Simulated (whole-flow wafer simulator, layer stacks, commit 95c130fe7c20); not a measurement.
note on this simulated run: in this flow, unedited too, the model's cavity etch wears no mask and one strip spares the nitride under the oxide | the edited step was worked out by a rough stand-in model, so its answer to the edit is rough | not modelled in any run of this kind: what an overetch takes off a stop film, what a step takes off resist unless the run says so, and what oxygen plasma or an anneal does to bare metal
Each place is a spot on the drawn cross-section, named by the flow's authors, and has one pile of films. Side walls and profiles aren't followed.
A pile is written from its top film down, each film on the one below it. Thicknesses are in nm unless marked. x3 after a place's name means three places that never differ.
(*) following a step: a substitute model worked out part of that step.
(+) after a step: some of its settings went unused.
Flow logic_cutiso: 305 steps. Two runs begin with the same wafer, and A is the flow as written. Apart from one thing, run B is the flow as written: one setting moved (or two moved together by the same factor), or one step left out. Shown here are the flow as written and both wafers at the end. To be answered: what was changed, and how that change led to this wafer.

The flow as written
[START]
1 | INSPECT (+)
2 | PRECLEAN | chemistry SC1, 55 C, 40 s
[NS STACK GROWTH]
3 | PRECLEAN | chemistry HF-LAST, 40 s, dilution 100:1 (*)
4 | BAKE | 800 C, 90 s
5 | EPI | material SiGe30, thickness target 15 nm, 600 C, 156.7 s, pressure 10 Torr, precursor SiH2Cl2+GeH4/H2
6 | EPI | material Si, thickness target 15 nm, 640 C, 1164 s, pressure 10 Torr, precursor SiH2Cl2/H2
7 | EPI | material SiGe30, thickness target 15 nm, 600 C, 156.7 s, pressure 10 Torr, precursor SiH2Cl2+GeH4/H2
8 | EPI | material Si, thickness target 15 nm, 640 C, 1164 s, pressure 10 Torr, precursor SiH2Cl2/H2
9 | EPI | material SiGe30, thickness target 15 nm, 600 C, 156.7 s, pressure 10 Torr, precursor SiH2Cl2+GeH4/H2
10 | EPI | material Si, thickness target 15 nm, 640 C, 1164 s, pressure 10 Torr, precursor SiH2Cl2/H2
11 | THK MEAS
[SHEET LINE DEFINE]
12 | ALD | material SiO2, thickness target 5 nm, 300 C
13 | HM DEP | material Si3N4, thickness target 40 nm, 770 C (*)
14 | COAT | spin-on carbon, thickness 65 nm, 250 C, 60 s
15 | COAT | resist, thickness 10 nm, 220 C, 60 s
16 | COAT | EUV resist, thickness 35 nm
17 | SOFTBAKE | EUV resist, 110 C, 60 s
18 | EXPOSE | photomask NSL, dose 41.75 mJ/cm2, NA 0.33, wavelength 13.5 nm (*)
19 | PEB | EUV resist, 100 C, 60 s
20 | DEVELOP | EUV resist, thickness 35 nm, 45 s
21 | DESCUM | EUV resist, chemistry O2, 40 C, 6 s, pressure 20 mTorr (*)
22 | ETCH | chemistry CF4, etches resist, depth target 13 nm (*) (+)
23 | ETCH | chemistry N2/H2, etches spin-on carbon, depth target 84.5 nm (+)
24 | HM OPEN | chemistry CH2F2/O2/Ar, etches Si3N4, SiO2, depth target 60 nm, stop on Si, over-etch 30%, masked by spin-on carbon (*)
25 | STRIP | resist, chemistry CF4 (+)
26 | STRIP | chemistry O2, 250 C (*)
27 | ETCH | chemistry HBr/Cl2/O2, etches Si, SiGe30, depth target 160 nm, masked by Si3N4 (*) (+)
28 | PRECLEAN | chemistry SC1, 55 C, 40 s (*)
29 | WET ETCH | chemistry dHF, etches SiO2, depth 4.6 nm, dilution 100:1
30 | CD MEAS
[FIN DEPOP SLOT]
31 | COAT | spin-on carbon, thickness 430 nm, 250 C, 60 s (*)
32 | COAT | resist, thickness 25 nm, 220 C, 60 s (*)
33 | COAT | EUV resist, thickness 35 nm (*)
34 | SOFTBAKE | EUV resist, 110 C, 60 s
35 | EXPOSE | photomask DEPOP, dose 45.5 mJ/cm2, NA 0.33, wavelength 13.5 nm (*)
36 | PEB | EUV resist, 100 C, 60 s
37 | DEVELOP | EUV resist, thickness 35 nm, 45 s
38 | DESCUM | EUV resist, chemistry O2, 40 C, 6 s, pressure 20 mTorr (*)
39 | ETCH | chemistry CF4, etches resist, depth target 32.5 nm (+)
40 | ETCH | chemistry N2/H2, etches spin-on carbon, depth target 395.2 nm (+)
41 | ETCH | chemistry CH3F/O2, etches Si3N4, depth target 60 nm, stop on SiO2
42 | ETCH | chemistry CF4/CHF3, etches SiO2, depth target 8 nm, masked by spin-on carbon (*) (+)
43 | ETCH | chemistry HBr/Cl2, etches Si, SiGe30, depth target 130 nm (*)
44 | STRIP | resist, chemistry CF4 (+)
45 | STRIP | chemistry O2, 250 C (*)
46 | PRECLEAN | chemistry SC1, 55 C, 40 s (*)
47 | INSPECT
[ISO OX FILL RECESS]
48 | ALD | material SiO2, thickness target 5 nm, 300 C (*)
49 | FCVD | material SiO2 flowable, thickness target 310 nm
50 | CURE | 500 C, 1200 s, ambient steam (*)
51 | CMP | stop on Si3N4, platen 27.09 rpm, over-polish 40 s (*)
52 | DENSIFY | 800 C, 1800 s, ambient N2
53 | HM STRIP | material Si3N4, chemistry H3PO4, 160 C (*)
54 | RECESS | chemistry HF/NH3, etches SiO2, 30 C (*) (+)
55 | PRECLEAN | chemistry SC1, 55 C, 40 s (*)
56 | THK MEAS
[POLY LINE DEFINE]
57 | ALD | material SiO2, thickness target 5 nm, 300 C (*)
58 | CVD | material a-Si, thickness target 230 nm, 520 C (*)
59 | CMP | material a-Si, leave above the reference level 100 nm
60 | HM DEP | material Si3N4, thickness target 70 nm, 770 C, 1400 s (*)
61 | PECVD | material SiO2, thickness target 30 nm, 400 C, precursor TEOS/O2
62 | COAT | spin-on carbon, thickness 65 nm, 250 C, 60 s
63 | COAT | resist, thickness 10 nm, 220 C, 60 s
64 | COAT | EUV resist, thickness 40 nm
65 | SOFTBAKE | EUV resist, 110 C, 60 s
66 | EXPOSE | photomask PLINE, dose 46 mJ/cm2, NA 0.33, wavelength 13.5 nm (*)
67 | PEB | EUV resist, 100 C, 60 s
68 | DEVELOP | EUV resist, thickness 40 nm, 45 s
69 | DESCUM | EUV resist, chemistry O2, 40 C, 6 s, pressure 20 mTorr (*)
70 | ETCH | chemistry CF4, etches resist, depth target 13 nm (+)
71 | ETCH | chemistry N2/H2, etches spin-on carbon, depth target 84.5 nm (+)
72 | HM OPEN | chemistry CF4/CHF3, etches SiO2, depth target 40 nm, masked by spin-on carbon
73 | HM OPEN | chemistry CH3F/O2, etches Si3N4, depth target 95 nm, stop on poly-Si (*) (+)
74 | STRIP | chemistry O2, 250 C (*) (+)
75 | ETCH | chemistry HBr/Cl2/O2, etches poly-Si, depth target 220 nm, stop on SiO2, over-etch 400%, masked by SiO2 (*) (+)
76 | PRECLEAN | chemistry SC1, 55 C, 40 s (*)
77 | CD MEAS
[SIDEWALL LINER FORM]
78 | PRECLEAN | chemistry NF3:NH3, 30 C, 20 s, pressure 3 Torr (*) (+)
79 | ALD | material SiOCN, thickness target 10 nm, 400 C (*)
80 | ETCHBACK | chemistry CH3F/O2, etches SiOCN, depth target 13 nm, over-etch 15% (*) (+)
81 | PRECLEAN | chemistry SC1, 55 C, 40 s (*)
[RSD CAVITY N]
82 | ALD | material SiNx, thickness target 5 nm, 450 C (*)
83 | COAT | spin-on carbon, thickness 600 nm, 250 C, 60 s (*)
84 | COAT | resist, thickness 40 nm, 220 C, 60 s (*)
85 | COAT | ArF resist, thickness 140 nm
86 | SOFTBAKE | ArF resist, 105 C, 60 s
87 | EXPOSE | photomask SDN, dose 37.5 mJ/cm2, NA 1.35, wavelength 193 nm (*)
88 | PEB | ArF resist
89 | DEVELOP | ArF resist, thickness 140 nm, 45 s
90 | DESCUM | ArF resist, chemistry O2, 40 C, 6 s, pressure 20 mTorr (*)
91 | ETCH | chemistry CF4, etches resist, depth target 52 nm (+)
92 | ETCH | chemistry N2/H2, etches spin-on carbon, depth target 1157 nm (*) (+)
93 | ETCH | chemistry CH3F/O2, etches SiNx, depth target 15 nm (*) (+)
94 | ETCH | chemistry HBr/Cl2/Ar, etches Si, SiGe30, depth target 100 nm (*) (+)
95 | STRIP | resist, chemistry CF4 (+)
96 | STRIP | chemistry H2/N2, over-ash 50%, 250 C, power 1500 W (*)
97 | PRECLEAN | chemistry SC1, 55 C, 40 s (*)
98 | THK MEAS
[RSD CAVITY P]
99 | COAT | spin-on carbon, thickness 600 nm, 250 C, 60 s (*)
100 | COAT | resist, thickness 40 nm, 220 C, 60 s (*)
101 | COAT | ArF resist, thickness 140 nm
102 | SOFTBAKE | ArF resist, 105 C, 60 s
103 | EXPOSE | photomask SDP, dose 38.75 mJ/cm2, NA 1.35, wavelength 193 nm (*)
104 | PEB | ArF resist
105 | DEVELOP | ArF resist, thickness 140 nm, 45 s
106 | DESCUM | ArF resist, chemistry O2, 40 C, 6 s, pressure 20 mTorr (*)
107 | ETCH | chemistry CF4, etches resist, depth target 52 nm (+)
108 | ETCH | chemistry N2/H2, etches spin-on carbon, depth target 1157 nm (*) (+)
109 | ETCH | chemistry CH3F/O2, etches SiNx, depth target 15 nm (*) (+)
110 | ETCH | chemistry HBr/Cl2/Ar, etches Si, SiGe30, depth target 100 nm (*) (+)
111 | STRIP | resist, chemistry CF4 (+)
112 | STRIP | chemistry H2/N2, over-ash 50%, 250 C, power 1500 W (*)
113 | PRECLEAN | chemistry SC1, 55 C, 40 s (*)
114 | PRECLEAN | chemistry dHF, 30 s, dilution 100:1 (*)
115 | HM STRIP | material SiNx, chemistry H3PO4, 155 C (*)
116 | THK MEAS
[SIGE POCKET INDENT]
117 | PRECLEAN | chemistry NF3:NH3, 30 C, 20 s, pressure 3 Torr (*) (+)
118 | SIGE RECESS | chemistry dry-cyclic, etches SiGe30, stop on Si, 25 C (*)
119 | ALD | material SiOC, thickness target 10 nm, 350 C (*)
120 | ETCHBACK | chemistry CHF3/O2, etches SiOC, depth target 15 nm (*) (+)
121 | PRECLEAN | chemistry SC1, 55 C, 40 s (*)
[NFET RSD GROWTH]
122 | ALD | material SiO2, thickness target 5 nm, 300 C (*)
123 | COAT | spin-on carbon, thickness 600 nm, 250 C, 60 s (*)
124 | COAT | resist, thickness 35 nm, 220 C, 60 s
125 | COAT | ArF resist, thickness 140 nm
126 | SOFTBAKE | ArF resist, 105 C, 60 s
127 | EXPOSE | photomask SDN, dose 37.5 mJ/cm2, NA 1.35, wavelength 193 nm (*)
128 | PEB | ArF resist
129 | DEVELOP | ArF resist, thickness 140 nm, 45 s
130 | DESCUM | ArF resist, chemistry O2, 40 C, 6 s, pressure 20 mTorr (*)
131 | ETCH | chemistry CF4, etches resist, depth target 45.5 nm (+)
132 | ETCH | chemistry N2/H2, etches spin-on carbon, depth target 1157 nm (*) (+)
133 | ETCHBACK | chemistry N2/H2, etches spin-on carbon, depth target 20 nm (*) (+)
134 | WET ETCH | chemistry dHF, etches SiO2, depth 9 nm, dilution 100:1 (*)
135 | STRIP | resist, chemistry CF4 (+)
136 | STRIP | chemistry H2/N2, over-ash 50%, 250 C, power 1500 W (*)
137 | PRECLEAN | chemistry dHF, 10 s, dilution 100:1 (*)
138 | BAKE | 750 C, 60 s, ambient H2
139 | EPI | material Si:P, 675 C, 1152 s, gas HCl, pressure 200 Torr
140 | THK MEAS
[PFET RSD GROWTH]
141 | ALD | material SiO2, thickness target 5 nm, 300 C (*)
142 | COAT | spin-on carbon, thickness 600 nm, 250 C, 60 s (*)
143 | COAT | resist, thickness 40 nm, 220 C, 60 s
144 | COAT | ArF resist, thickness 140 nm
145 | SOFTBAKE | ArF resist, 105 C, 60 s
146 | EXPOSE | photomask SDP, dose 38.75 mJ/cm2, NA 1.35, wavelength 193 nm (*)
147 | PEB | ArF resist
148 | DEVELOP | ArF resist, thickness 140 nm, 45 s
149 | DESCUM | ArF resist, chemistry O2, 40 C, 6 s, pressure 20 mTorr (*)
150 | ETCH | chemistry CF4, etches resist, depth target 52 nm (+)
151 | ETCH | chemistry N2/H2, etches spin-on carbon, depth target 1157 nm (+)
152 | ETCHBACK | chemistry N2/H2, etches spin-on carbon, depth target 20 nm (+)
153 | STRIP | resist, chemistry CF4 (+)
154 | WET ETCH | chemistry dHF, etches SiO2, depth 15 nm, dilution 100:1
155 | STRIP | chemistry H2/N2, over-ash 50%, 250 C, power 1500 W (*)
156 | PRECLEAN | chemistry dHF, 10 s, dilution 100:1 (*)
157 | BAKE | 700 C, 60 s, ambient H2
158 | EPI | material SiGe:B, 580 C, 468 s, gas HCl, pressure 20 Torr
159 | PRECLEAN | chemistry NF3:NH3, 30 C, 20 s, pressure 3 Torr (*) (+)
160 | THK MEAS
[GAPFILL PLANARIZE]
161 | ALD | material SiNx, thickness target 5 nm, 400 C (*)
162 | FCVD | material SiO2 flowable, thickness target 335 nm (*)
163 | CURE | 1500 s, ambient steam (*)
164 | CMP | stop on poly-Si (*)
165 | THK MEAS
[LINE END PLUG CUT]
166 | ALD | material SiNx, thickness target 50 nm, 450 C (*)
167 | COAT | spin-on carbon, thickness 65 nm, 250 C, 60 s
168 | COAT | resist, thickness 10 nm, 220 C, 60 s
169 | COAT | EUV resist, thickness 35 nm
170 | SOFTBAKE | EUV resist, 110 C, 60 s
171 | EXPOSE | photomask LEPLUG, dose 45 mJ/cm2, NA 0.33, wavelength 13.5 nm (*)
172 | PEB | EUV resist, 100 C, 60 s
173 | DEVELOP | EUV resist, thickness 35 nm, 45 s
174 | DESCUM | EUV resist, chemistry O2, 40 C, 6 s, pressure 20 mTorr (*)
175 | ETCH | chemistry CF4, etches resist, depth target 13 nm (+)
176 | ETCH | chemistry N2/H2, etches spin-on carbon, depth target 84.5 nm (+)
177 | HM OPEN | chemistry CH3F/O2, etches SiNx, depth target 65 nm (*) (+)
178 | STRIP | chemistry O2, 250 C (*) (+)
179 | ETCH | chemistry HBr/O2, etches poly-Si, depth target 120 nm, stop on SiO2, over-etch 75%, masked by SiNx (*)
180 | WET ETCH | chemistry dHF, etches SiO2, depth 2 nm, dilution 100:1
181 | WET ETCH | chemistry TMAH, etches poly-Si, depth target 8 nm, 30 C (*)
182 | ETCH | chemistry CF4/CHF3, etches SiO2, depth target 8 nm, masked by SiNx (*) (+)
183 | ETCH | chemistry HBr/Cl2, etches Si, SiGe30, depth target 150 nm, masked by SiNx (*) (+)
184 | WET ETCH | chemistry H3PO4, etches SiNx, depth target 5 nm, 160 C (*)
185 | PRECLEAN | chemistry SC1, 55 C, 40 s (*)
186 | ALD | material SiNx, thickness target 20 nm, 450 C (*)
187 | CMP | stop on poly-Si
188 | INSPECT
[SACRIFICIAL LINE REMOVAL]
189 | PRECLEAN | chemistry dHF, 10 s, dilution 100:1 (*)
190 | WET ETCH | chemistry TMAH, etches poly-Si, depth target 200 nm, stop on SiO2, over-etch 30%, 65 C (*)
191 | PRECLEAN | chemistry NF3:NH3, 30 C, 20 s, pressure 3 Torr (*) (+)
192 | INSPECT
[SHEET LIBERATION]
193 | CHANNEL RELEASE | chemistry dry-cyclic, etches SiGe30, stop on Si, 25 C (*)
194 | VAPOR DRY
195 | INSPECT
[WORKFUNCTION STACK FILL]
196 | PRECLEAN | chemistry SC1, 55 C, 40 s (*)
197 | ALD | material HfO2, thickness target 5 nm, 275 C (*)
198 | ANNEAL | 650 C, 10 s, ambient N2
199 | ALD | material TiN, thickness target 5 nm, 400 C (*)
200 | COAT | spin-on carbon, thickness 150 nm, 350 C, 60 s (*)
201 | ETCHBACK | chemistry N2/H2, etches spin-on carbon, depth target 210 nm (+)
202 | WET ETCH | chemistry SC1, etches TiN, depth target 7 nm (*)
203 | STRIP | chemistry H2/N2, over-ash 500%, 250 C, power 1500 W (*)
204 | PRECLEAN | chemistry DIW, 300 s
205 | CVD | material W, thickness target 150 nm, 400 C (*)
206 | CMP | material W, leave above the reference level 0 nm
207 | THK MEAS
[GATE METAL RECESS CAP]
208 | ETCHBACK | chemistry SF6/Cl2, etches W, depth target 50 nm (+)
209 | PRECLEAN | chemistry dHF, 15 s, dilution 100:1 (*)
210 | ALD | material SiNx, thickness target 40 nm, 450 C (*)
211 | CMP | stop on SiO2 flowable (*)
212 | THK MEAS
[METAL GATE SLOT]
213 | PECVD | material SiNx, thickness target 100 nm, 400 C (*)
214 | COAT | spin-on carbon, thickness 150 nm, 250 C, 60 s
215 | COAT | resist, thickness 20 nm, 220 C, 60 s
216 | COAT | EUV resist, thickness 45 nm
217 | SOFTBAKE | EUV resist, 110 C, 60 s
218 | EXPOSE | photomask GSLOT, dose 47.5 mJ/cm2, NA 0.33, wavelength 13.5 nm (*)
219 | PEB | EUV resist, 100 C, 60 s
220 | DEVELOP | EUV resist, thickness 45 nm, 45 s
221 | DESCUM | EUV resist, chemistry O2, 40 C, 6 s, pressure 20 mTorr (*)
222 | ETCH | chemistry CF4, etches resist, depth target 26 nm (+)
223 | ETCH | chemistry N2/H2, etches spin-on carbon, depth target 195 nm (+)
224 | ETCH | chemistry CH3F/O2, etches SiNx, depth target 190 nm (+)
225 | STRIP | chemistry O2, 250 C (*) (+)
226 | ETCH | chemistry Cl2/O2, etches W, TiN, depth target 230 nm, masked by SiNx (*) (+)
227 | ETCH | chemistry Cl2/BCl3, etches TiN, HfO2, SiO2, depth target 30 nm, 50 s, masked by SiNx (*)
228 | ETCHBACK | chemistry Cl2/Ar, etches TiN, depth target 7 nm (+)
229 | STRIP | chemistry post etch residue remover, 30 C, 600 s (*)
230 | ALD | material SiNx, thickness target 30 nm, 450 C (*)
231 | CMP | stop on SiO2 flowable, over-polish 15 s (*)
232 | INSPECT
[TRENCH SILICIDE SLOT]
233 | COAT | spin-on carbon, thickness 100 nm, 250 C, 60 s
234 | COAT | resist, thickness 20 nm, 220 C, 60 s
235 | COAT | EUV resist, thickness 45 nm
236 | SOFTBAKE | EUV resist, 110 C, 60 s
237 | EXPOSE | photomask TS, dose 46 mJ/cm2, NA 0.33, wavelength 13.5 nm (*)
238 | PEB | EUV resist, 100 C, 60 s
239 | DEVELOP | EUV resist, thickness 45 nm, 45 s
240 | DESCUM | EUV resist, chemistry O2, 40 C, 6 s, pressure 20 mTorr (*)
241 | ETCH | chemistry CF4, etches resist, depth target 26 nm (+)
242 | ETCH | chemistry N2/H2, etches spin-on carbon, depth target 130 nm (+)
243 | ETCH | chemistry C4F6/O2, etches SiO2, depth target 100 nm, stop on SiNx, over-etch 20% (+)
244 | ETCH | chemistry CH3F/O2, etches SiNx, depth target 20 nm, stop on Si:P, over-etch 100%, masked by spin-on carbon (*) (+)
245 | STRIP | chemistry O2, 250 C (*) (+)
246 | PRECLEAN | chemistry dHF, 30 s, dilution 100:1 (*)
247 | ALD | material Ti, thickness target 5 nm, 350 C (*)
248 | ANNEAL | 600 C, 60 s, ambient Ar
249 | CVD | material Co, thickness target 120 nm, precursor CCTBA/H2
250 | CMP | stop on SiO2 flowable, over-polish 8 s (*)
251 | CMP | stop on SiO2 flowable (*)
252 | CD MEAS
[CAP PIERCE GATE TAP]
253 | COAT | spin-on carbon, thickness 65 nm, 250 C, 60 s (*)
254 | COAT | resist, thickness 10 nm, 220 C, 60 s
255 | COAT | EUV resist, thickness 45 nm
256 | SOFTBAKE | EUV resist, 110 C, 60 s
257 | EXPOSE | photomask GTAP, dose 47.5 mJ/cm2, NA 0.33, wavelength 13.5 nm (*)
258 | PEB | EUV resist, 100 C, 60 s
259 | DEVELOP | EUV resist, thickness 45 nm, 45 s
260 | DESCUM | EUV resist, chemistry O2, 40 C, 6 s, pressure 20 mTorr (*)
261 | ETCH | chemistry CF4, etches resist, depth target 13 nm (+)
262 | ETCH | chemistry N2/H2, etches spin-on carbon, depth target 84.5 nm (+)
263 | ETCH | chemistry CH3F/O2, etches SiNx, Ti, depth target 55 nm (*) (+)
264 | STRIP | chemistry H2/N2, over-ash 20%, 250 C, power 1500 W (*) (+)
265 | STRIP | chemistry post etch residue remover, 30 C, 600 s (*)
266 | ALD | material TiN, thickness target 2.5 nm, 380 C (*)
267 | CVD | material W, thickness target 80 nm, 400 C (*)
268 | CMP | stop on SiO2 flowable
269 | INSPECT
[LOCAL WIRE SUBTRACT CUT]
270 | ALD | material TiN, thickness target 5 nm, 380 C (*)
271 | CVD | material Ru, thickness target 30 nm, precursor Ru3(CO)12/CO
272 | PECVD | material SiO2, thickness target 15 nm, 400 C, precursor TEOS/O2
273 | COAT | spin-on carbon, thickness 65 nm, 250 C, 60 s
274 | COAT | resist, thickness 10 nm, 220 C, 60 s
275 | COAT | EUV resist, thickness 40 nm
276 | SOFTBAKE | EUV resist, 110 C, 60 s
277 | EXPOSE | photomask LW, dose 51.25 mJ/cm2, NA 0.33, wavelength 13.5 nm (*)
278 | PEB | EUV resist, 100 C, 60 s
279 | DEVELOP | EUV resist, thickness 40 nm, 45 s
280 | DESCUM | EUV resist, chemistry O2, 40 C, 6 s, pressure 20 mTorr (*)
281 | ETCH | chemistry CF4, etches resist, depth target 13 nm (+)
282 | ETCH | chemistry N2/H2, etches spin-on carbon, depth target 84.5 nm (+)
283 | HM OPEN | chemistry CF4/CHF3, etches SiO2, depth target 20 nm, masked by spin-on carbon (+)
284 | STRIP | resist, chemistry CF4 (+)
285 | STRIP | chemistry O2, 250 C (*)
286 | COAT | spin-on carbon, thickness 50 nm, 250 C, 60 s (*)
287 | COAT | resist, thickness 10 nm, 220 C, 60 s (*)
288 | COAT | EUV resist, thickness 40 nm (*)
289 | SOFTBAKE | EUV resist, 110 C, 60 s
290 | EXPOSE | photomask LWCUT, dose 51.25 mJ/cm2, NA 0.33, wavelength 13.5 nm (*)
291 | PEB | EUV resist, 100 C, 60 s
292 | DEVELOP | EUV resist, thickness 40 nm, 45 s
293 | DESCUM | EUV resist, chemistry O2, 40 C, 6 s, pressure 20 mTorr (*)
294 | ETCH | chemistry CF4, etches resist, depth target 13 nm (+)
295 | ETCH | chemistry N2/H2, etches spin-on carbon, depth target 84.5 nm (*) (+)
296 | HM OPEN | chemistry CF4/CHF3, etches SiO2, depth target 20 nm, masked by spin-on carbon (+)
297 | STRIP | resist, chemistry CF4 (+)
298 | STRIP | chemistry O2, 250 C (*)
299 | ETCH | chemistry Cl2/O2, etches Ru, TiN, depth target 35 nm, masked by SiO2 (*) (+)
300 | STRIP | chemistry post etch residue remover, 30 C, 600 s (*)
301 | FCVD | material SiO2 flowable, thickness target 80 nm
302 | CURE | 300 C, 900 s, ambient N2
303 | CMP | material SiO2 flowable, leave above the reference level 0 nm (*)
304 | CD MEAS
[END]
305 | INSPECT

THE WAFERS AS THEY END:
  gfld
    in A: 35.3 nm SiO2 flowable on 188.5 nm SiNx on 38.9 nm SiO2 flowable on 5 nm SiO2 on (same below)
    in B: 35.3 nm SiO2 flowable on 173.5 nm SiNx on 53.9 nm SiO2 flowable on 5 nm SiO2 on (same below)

Cause: step 227, ETCH: depth target 15 nm was run, while the flow as written has depth target 30 nm.

Step by step, how the change led to this:
  227 | ETCH | chemistry Cl2/BCl3, etches TiN, HfO2, SiO2, depth target 30 nm, 50 s, masked by SiNx (*)
      gfld: A HfO2 loses 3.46 (all of it), SiO2 flowable loses 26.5 | B HfO2 loses 3.46 (all of it), SiO2 flowable loses 11.5
  230 | ALD | material SiNx, thickness target 30 nm, 450 C (*)
      gfld: A SiNx gains 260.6 (new film) | B SiNx gains 245.6 (new film)
